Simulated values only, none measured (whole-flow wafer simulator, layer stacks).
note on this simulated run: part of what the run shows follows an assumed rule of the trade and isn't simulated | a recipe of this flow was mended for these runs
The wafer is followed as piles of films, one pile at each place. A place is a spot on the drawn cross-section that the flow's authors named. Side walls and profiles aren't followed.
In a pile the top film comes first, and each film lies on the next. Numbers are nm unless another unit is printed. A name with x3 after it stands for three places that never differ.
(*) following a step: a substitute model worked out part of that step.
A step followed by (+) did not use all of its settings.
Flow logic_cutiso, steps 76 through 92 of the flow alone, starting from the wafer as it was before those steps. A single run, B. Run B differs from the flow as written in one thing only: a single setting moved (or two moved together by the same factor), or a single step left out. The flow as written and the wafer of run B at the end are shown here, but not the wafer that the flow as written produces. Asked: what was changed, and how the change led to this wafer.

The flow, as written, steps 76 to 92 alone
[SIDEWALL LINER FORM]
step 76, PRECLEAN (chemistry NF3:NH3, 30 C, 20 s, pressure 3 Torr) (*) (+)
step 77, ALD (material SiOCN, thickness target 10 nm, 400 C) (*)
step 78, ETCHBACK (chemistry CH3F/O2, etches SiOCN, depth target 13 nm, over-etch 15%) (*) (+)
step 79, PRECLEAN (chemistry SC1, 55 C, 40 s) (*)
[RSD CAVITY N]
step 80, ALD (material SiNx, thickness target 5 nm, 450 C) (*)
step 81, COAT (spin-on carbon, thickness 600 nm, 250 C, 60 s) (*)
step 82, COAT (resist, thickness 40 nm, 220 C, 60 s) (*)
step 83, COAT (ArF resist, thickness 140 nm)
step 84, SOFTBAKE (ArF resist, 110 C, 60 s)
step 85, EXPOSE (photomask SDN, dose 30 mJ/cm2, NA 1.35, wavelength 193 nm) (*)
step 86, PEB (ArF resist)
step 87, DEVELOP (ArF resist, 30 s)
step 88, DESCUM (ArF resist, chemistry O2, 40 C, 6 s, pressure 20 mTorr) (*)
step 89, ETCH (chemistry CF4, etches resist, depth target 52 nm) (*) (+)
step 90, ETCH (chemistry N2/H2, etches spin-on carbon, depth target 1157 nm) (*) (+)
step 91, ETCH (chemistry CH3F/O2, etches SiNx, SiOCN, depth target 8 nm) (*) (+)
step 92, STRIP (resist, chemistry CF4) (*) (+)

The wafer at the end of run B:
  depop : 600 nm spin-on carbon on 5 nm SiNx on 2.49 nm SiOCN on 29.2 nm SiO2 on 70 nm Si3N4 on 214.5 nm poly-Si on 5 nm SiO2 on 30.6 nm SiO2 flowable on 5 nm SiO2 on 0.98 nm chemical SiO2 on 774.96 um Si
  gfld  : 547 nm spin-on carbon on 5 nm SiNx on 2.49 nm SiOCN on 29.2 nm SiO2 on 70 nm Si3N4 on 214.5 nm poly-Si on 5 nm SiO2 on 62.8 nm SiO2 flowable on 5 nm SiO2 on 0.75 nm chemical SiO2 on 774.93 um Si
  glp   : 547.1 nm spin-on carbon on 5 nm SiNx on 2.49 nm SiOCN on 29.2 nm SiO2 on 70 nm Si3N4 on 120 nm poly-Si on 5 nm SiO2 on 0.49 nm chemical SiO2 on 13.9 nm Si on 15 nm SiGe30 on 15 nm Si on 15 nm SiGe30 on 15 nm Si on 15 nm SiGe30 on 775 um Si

What caused this: step 77, ALD: thickness target 15.5 nm was run, whereas the flow has thickness target 10 nm.

The path from the change to this, step by step:
  step 77, ALD (material SiOCN, thickness target 10 nm, 400 C) (*)
      depop, dpovl x3, gfld and 13 more: SiOCN gains 15.5 (new film) (in the flow as written it would be: SiOCN gains 10 (new film))
  step 78, ETCHBACK (chemistry CH3F/O2, etches SiOCN, depth target 13 nm, over-etch 15%) (*) (+)
      depop, dpovl x3, gfld and 8 more: SiOCN loses 13 (in the flow as written it would be: SiOCN loses 10 (all of it), SiO2 loses 0.75)
      rsdn, rsdp, rsdw, rsdx: SiOCN loses 13 (in the flow as written it would be: SiOCN loses 10 (all of it), Si loses 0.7)
      (as well as at 1 more place)
  step 81, COAT (spin-on carbon, thickness 600 nm, 250 C, 60 s) (*)
      gfld, gxf, gxn, gxp: spin-on carbon gains 547 (new film) (in the flow as written it would be: spin-on carbon gains 516.3 (new film))
      glp, plug, tap: spin-on carbon gains 547.1 (new film) (in the flow as written it would be: spin-on carbon gains 516.4 (new film))
      (as well as at 10 more places)
  step 90, ETCH (chemistry N2/H2, etches spin-on carbon, depth target 1157 nm) (*) (+)
      depop, dpovl x3, gfld and 10 more: ArF resist loses 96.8 (all of it), resist loses 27 (in the flow as written it would be: ArF resist loses 96.8 (all of it), resist loses 25.5)
      gl, tap: spin-on carbon loses 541 (all of it), SiNx loses 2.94 (in the flow as written it would be: spin-on carbon loses 510.4 (all of it), SiNx loses 2.81)
      (as well as at 5 more places)
  step 91, ETCH (chemistry CH3F/O2, etches SiNx, SiOCN, depth target 8 nm) (*) (+)
      gl, gxn, tap: SiNx loses 2.06 (all of it), SiOCN loses 2.49 (all of it), SiO2 loses 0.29 (in the flow as written it would be: SiNx loses 2.19 (all of it), SiO2 loses 0.48)
      rsdn, rsdx: SiNx loses 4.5 (all of it), SiOCN loses 2.49 (all of it), Si loses 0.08 (in the flow as written it would be: SiNx loses 4.63 (all of it), chemical SiO2 loses 0.49 (all of it))
  step 92, STRIP (resist, chemistry CF4) (*) (+)
      depop, dpovl x3, glp, lnrp, ns, plug, rsdp, rsdw: resist loses 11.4 (all of it) (in the flow as written it would be: resist loses 12.9 (all of it))
      gfld, gxf, gxp, iso, lnri: resist loses 11.4 (all of it) (in the flow as written it would be: resist loses 13 (all of it))
      (as well as at 7 more places)
